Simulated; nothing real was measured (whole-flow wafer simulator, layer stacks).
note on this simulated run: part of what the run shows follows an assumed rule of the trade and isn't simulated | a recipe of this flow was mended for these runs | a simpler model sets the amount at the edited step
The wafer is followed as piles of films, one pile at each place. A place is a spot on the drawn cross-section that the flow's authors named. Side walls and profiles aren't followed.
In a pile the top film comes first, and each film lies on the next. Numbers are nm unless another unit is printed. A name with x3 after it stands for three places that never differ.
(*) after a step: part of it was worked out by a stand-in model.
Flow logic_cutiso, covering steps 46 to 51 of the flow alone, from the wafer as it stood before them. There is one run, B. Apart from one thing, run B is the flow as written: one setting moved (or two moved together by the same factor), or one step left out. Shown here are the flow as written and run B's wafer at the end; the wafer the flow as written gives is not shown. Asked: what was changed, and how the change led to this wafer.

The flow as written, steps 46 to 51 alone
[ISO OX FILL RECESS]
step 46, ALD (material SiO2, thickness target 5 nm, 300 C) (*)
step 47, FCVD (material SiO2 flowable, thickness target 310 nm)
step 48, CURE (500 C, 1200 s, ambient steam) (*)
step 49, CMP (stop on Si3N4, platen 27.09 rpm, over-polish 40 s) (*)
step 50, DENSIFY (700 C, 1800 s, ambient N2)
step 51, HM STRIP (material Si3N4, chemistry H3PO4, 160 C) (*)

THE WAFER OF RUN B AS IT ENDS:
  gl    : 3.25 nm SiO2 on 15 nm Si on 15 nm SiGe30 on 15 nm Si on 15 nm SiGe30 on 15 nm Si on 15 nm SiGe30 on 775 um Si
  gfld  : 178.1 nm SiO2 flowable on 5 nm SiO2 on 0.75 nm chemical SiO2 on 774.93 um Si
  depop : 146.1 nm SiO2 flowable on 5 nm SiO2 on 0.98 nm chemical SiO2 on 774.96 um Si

What caused this: step 51, HM STRIP: 171 C was run, while the flow as written has 160 C.

Step by step, how the change led to this:
  step 51, HM STRIP (material Si3N4, chemistry H3PO4, 160 C) (*)
      gl, glp, gxn x2 and 10 more: -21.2 Si3N4 (all of it), -1.75 SiO2 (as written it would have been: -21.2 Si3N4 (all of it), -0.39 SiO2)
      depop, dpovl, gfld, gxf, iso, isow, lnri, nsgap: -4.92 SiO2 flowable (as written it would have been: -2.22 SiO2 flowable)
